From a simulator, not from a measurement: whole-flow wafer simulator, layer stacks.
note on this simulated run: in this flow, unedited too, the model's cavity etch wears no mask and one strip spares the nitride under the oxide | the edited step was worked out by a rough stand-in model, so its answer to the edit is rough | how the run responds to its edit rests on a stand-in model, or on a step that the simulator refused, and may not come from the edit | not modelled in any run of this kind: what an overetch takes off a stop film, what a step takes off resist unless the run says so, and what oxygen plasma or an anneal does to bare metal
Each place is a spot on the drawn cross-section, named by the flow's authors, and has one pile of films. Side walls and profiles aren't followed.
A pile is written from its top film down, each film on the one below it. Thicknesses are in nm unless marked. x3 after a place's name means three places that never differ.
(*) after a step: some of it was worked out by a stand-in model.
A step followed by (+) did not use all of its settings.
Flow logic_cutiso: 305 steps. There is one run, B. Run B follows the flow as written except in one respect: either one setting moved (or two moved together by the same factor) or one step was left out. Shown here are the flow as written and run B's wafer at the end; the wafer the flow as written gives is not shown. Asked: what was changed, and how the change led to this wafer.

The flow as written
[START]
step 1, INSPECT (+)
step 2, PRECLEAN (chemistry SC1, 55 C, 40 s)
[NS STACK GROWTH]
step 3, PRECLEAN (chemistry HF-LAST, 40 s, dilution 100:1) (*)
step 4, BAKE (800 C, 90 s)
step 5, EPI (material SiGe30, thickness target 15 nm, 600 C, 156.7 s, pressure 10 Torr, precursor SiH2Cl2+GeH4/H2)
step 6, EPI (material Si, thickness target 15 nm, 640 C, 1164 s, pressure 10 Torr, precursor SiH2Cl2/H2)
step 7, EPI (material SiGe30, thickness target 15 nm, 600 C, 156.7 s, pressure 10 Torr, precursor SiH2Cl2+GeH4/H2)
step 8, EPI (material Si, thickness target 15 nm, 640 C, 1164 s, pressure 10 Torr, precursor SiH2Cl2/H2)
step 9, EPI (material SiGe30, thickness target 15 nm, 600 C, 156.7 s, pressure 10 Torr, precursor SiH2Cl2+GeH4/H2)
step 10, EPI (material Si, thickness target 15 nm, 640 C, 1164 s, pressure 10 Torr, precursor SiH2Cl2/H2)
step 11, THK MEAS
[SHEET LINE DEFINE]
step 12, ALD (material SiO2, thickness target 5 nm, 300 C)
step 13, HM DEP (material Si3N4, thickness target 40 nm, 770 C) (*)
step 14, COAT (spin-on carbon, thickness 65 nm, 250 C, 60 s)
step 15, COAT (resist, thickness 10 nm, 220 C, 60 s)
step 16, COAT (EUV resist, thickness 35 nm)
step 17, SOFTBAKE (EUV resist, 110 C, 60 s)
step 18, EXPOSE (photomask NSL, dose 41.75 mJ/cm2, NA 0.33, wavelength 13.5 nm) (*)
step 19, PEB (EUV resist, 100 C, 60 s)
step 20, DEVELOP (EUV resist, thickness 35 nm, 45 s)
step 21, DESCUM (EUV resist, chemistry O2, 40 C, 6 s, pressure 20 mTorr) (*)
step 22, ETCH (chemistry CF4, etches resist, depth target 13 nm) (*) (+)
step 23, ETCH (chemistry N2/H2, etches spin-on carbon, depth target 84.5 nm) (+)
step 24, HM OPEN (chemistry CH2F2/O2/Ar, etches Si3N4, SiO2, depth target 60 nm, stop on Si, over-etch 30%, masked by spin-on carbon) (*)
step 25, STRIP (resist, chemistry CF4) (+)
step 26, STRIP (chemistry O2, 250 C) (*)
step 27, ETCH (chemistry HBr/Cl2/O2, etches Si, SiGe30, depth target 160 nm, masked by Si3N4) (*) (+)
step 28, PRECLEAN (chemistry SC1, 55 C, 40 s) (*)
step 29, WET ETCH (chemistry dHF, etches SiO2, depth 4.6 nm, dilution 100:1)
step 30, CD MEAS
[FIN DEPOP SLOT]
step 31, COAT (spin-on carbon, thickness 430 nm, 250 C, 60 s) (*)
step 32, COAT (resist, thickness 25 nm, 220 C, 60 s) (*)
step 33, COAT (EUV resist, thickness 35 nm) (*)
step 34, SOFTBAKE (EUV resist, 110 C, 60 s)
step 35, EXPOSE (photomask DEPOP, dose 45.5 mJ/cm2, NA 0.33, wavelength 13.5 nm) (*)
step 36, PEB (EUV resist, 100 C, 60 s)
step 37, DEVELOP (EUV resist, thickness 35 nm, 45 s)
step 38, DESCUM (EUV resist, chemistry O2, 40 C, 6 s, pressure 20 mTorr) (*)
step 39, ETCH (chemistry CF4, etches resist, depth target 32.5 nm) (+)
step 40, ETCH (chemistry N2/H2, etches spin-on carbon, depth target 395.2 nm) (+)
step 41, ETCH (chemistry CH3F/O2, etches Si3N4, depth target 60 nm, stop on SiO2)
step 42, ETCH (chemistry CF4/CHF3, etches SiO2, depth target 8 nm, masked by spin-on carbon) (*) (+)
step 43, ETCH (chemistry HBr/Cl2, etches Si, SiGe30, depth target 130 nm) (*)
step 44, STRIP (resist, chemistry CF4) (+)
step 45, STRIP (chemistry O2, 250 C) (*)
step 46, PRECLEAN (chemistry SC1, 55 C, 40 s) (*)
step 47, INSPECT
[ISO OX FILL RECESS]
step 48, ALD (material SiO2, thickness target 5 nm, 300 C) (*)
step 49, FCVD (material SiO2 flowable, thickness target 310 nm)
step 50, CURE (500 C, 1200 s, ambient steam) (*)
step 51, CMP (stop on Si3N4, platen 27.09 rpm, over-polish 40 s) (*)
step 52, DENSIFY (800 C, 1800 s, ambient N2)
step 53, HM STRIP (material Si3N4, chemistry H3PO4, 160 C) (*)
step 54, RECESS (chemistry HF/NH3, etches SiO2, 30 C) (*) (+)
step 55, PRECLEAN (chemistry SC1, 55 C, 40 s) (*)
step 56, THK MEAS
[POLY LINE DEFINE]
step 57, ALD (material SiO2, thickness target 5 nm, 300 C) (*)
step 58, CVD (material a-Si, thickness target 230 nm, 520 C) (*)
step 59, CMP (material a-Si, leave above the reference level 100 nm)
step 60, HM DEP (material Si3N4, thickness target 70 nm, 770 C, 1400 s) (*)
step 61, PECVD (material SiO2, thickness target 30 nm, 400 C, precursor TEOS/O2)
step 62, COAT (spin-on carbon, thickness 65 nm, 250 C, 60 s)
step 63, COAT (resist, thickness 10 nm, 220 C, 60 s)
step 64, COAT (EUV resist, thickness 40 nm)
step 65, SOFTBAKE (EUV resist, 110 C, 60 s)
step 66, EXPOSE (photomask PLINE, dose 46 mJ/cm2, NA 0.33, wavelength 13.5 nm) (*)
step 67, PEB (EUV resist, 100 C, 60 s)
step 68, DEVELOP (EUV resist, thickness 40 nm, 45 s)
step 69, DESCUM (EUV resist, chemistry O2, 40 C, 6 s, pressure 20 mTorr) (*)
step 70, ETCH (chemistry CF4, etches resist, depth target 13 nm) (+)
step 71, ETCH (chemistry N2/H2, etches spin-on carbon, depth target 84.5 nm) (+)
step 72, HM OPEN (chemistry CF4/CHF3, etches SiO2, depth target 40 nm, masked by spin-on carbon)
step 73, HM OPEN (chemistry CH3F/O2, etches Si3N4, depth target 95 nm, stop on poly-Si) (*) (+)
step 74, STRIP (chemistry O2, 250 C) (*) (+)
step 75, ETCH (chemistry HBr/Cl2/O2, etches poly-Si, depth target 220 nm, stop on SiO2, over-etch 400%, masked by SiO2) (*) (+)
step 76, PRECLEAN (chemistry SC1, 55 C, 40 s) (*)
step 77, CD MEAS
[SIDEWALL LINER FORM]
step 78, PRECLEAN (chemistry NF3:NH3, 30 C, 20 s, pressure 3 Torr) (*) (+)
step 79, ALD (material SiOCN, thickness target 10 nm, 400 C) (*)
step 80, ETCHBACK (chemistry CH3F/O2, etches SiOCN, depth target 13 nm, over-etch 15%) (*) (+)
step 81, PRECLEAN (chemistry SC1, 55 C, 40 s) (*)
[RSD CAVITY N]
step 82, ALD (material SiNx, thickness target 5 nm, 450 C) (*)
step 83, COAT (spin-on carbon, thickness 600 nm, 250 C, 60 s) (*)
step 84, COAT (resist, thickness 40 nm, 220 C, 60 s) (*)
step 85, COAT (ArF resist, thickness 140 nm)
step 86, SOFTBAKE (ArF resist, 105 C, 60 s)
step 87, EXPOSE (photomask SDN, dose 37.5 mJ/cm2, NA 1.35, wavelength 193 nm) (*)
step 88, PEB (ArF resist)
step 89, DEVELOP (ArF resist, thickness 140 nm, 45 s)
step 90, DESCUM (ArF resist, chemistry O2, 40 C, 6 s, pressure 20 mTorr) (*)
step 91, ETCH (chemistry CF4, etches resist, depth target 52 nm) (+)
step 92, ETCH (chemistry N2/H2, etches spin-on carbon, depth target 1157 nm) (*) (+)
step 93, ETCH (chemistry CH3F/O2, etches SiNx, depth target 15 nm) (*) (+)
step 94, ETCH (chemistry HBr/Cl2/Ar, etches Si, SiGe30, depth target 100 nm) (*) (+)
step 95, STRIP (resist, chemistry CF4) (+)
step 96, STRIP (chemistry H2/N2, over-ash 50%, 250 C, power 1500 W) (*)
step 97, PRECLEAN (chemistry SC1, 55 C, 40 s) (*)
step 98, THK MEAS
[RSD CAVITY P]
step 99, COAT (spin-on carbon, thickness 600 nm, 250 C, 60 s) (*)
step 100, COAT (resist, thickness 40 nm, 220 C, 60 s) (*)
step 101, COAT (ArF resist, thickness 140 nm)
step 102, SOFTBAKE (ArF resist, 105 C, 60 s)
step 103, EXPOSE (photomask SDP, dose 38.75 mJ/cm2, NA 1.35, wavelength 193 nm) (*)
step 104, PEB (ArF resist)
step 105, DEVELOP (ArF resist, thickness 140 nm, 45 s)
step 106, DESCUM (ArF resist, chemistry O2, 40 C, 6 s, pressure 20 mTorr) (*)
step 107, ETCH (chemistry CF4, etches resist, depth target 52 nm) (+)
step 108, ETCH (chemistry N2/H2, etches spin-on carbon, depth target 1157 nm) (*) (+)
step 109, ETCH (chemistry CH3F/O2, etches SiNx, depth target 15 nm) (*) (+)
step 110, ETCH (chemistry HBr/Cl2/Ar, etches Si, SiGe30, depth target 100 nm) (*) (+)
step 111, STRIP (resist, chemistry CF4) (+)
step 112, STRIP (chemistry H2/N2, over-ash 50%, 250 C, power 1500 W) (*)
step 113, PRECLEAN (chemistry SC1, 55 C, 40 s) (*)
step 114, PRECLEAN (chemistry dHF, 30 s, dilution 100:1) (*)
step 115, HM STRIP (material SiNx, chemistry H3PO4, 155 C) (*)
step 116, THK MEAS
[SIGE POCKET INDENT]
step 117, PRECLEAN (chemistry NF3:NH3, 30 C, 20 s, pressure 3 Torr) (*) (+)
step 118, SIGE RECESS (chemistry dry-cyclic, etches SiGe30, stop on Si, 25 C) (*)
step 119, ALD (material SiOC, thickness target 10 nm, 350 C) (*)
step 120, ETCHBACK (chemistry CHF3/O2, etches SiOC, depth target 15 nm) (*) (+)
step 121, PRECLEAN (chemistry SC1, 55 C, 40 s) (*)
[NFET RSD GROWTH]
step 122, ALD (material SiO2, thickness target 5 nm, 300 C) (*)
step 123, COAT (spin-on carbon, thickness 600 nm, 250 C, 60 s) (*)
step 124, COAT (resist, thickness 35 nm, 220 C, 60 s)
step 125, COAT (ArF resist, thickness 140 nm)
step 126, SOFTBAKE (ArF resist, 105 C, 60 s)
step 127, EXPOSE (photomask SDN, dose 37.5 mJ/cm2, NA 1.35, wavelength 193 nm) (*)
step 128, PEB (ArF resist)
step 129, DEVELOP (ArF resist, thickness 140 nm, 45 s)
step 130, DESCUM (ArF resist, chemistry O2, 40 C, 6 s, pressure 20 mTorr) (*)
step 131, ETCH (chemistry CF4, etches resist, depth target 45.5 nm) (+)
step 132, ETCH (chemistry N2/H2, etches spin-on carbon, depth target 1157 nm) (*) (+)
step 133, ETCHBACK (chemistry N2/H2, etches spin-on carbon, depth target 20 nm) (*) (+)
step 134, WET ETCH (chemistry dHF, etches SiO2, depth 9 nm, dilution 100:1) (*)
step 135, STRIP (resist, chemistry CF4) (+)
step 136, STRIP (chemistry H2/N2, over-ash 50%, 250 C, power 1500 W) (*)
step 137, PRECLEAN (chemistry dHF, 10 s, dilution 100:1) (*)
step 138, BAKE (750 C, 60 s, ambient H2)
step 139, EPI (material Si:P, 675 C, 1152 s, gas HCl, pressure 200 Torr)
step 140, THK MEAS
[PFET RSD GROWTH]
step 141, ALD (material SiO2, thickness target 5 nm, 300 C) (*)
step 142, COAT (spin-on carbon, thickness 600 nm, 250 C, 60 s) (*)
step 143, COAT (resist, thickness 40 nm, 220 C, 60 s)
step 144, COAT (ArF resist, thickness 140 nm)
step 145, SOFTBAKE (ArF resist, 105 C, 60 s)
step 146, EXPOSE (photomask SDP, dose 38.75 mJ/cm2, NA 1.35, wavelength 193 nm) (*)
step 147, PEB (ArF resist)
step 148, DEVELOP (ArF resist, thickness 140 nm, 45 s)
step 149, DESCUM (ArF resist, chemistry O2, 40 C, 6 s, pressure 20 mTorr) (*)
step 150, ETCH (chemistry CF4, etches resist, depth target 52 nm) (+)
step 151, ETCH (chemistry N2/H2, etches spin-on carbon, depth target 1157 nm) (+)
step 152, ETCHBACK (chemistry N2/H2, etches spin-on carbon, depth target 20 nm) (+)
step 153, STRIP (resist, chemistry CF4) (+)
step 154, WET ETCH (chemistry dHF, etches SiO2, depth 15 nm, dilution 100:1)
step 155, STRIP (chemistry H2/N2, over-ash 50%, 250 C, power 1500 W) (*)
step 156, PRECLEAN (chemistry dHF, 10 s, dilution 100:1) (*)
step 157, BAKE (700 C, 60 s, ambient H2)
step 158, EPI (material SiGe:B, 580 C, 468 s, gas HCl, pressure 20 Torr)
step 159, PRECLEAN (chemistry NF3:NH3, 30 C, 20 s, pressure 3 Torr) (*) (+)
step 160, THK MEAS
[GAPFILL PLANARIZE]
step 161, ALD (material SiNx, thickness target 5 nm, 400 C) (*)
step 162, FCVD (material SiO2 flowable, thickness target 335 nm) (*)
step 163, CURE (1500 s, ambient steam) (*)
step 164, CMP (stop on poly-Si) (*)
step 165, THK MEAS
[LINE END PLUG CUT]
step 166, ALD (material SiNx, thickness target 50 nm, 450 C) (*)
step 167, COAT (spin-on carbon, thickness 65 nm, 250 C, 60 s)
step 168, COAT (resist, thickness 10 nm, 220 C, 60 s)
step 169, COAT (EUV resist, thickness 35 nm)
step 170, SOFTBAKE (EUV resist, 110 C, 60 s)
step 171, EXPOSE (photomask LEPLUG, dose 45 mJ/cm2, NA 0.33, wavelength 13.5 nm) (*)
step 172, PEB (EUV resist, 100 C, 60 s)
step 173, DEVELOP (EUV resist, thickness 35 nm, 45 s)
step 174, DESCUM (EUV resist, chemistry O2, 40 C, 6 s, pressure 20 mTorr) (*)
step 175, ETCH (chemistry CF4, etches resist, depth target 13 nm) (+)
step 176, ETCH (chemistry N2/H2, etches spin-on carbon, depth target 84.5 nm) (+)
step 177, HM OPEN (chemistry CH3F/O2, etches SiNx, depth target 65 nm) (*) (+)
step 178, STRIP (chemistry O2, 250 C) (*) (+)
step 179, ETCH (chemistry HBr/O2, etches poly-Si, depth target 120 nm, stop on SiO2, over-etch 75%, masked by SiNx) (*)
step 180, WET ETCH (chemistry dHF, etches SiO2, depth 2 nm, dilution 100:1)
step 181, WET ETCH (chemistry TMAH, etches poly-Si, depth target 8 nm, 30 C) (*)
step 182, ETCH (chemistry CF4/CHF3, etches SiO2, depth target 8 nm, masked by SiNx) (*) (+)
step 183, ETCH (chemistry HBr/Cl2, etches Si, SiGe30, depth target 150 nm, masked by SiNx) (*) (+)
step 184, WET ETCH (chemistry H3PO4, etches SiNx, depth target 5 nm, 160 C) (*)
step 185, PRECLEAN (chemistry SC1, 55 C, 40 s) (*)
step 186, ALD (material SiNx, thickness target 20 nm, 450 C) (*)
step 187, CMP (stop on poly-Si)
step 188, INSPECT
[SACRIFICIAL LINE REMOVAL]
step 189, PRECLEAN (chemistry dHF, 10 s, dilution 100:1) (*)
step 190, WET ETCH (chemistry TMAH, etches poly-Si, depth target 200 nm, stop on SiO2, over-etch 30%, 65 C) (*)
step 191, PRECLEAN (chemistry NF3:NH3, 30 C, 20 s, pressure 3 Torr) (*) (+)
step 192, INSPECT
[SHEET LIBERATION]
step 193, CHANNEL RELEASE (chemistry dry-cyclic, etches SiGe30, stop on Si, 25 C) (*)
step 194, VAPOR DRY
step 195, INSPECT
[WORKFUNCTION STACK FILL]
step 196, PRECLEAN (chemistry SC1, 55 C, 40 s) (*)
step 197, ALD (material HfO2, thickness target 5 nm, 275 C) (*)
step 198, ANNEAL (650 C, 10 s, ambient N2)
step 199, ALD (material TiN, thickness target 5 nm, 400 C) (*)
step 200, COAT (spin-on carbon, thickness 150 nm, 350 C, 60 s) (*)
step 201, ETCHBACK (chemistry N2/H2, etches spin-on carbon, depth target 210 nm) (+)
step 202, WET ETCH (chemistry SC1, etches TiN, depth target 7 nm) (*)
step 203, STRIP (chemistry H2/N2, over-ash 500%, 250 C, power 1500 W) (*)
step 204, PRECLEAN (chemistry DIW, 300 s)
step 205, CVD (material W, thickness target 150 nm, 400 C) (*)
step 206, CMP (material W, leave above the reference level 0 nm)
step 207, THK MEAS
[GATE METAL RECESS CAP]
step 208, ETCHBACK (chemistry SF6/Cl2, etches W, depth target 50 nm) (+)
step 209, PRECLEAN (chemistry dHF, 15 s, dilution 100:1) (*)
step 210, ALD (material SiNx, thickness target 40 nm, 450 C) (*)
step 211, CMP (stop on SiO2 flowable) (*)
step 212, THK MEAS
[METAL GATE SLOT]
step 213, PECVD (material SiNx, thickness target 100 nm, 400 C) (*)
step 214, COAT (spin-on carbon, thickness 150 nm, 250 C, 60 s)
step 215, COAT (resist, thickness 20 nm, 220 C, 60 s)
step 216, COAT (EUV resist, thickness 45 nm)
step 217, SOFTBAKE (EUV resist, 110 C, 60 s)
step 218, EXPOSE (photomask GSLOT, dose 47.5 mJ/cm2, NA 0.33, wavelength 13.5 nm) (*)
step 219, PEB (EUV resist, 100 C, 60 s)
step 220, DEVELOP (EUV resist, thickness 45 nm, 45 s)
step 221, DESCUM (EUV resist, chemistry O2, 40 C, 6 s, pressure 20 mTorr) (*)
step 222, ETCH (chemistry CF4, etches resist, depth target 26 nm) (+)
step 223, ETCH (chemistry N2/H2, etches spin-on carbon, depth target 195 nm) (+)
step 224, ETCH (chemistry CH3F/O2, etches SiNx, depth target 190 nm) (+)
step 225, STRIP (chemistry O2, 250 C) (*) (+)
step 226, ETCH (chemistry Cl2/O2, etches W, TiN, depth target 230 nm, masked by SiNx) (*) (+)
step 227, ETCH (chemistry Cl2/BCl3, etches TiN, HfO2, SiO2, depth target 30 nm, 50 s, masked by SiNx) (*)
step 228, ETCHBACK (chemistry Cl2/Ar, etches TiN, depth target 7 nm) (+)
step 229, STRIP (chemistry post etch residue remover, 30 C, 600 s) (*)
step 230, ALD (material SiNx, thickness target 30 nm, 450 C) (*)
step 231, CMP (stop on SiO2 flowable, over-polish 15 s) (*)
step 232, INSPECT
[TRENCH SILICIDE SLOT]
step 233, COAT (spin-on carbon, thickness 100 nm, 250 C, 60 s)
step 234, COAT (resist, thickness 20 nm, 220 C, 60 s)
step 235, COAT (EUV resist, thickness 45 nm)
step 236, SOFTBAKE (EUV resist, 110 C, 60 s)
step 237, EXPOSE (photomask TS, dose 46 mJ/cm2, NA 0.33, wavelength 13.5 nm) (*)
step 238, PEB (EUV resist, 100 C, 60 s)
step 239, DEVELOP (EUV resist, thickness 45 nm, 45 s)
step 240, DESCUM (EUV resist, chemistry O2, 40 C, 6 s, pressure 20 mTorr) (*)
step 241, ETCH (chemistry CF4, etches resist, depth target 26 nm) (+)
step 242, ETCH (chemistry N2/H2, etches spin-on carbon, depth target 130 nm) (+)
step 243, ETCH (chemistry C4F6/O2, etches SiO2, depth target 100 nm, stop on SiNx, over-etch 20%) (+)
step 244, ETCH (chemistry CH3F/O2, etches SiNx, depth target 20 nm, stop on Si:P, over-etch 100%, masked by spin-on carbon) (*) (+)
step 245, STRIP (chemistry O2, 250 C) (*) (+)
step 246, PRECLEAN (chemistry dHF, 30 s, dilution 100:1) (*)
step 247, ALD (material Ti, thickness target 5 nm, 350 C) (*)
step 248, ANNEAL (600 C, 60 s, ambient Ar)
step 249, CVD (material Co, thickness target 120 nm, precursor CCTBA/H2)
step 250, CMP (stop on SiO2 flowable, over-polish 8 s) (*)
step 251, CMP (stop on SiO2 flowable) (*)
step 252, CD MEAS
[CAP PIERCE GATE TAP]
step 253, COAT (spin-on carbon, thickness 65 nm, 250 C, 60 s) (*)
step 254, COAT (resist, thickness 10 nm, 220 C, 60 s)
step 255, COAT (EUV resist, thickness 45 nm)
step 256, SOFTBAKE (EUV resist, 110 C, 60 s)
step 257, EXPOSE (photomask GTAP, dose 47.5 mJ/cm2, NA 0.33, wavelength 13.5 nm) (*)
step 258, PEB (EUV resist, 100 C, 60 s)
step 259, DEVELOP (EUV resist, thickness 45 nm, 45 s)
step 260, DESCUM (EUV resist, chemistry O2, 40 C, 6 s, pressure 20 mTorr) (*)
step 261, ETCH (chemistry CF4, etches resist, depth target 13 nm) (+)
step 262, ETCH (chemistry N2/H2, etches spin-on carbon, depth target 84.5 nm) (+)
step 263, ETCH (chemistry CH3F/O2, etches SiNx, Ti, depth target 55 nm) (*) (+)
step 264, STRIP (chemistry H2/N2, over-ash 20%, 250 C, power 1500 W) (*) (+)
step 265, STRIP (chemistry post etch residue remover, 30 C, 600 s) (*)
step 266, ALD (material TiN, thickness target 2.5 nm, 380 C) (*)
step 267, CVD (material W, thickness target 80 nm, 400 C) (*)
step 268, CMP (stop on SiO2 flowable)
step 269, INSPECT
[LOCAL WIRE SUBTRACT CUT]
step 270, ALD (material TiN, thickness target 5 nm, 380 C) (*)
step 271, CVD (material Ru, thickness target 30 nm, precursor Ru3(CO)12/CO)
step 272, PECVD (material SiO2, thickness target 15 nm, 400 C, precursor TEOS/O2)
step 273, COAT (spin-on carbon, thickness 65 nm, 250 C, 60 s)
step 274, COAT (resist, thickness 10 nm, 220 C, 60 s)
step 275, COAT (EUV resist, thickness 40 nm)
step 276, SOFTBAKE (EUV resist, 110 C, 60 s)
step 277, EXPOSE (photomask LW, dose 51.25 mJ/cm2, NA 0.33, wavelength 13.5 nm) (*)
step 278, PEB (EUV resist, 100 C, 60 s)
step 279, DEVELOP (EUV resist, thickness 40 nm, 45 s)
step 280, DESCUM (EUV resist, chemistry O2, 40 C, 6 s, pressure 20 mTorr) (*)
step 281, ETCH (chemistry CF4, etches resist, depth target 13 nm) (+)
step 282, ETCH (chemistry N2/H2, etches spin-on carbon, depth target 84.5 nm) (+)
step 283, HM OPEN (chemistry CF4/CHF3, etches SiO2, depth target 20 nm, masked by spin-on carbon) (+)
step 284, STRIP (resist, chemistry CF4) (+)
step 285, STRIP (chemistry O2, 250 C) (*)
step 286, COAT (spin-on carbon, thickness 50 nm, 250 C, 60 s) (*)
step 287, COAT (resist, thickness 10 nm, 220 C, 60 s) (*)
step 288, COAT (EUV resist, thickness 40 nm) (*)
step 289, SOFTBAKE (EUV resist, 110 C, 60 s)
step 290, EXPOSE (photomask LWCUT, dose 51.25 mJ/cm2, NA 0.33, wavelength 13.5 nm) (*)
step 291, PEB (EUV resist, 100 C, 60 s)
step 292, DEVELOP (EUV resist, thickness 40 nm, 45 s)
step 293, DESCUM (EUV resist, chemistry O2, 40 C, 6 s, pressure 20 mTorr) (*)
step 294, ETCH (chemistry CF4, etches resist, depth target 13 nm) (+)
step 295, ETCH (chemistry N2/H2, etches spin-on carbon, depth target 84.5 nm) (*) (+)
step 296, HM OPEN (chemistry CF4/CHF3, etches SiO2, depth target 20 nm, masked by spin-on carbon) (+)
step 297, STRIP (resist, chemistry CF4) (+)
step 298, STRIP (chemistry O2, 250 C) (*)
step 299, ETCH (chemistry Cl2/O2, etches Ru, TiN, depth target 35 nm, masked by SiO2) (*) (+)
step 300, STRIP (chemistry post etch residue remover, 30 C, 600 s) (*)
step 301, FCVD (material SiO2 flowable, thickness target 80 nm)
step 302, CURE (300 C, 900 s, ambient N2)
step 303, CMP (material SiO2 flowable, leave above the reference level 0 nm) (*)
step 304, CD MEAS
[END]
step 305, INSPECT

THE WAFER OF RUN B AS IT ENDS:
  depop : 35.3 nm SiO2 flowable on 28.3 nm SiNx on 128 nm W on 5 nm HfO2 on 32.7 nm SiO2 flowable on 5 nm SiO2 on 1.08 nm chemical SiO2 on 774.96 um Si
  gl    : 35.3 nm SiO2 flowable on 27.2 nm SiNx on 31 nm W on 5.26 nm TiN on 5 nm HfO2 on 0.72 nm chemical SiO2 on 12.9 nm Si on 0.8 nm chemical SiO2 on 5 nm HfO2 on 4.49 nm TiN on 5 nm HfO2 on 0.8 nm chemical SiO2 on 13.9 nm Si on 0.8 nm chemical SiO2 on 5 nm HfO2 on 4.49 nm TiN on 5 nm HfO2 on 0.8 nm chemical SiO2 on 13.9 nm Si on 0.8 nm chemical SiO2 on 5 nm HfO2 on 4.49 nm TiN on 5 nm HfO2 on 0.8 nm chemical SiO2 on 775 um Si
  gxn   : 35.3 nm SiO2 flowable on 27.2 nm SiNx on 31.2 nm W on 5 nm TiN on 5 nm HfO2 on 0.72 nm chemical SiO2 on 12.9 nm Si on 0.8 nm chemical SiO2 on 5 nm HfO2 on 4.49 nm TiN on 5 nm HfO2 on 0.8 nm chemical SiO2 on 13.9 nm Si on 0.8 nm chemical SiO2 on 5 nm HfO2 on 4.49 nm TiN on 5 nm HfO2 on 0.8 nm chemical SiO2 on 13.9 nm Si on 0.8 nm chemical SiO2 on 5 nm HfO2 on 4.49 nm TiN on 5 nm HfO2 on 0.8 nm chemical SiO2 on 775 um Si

The reason: step 163, CURE: 675 s was run, whereas the flow has 1500 s.

The path from the change to this, step by step:
  step 163, CURE (1500 s, ambient steam) (*)
      depop, dpovl, isow, ns, nsgap: -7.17 SiO2 flowable (in the flow as written it would be: -8.24 SiO2 flowable)
      lnrt, rsdn, tap: -6.59 SiO2 flowable (in the flow as written it would be: -7.43 SiO2 flowable)
      (as well as at 14 more places)
  step 246, PRECLEAN (chemistry dHF, 30 s, dilution 100:1) (*)
      iso: -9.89 SiO2 flowable (in the flow as written it would be: -9.13 SiO2 flowable)
  step 250, CMP (stop on SiO2 flowable, over-polish 8 s) (*)
      rsdx: -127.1 Co (in the flow as written it would be: -127.9 Co (all of it))
  step 251, CMP (stop on SiO2 flowable) (*)
      rsdx: -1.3 Co (all of it), -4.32 Ti (in the flow as written it would be: -5 Ti (all of it))
      iso: -1.97 Co (all of it), -3.65 Ti (in the flow as written it would be: -1.22 Co (all of it), -4.34 Ti)
  step 265, STRIP (chemistry post etch residue remover, 30 C, 600 s) (*)
      rsdx: -0.68 Ti (all of it) (in the flow as written it would be: nothing)
      iso: -1.35 Ti (all of it) (in the flow as written it would be: -0.66 Ti (all of it))
  step 268, CMP (stop on SiO2 flowable)
      depop, dpovl, gfld and 9 more: -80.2 W (all of it), -2.5 TiN (all of it), -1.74 SiNx (in the flow as written it would be: -80.2 W (all of it), -2.5 TiN (all of it), -0.98 SiNx)
      lnr, lnri, lnrp, lnrt: -80 W (all of it), -2.5 TiN (all of it), -1.97 SiOCN (in the flow as written it would be: -80 W (all of it), -2.5 TiN (all of it), -1.22 SiOCN)
      (as well as at 3 more places)
